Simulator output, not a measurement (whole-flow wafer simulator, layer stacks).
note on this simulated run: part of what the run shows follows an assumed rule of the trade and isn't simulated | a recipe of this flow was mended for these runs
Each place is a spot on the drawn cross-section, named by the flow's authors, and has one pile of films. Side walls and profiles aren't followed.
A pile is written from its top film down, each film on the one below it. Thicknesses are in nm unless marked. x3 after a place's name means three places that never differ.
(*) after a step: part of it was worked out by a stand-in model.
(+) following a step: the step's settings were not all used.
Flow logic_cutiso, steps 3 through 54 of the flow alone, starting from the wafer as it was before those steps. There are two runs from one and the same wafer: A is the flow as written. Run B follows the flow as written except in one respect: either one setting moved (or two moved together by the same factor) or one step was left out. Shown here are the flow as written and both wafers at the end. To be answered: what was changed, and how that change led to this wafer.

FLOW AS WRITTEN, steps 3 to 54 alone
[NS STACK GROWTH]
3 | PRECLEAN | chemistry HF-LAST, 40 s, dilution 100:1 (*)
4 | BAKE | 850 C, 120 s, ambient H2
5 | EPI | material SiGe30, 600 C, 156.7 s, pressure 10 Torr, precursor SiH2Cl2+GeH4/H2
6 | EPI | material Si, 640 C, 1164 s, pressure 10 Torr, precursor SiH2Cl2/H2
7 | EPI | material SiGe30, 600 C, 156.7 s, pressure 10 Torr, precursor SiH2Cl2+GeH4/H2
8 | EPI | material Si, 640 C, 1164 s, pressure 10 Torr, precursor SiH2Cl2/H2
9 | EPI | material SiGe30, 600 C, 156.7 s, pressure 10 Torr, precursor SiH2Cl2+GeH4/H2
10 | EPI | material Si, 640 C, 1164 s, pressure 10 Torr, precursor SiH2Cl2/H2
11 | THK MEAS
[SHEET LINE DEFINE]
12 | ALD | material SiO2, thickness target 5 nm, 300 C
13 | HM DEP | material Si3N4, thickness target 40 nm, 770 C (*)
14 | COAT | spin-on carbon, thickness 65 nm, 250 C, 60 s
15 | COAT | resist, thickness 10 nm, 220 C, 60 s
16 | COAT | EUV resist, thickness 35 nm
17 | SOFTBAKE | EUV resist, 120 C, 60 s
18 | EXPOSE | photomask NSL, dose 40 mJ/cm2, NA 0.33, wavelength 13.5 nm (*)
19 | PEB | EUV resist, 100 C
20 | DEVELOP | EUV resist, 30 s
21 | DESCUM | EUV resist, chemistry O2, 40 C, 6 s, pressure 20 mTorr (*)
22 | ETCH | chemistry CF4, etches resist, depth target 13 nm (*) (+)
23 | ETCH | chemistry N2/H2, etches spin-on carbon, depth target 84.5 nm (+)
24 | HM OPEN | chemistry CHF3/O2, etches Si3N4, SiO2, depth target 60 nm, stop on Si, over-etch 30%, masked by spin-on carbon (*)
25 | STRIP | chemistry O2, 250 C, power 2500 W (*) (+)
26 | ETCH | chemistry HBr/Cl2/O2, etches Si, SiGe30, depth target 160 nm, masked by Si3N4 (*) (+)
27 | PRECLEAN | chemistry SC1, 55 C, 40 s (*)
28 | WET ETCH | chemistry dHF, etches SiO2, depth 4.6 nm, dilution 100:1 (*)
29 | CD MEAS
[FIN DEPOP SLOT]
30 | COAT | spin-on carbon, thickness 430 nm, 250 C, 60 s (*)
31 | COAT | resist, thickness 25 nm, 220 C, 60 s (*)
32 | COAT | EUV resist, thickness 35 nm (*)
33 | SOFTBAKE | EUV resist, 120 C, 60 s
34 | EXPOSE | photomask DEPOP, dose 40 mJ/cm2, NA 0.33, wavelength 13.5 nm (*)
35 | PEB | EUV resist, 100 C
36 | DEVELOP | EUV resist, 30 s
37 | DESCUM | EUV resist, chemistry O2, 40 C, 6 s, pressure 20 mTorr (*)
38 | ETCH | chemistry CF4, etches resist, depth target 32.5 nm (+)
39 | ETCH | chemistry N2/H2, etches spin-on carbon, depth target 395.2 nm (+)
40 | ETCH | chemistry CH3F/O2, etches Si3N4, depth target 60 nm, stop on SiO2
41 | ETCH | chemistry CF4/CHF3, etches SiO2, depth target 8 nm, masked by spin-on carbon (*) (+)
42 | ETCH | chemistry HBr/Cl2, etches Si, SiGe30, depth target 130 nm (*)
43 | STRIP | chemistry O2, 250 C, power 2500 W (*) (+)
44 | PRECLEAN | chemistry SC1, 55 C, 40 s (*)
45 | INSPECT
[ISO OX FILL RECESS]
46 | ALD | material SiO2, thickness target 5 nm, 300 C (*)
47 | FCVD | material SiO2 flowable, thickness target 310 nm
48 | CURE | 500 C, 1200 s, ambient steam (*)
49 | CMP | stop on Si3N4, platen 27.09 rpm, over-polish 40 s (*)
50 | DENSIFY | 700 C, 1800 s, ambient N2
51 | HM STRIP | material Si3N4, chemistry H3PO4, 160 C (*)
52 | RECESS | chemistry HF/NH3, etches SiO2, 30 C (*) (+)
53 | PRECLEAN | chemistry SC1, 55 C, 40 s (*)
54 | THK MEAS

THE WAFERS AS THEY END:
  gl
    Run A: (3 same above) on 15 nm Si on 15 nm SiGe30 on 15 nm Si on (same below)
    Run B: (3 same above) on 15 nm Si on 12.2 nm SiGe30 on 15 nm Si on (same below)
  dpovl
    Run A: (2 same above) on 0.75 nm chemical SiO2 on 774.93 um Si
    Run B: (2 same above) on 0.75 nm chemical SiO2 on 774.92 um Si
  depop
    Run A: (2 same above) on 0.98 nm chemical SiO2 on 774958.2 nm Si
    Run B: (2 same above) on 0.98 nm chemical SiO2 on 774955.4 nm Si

What caused this: step 7, EPI: 588 C was run, while the flow as written has 600 C.

How this came from the change, step by step:
  7 | EPI | material SiGe30, 600 C, 156.7 s, pressure 10 Torr, precursor SiH2Cl2+GeH4/H2
      depop, dpovl, gfld and 19 more: A SiGe30 gains 15 (new film) | B SiGe30 gains 12.2 (new film)
  26 | ETCH | chemistry HBr/Cl2/O2, etches Si, SiGe30, depth target 160 nm, masked by Si3N4 (*) (+)
      dpovl, gfld, gxf, iso, isow, lnri, nsgap: A chemical SiO2 loses 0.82 (all of it), Si loses 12 (all of it), SiGe30 loses 15 (all of it), Si loses 15 (all of it), SiGe30 loses 15 (all of it), Si loses 15 (all of it), SiGe30 loses 15 (all of it), Si loses 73 | B chemical SiO2 loses 0.82 (all of it), Si loses 12 (all of it), SiGe30 loses 15 (all of it), Si loses 15 (all of it), SiGe30 loses 12.2 (all of it), Si loses 15 (all of it), SiGe30 loses 15 (all of it), Si loses 75.8
  42 | ETCH | chemistry HBr/Cl2, etches Si, SiGe30, depth target 130 nm (*)
      depop: A Si loses 13.8 (all of it), SiGe30 loses 15 (all of it), Si loses 15 (all of it), SiGe30 loses 15 (all of it), Si loses 15 (all of it), SiGe30 loses 15 (all of it), Si loses 41.2 | B Si loses 13.8 (all of it), SiGe30 loses 15 (all of it), Si loses 15 (all of it), SiGe30 loses 12.2 (all of it), Si loses 15 (all of it), SiGe30 loses 15 (all of it), Si loses 44
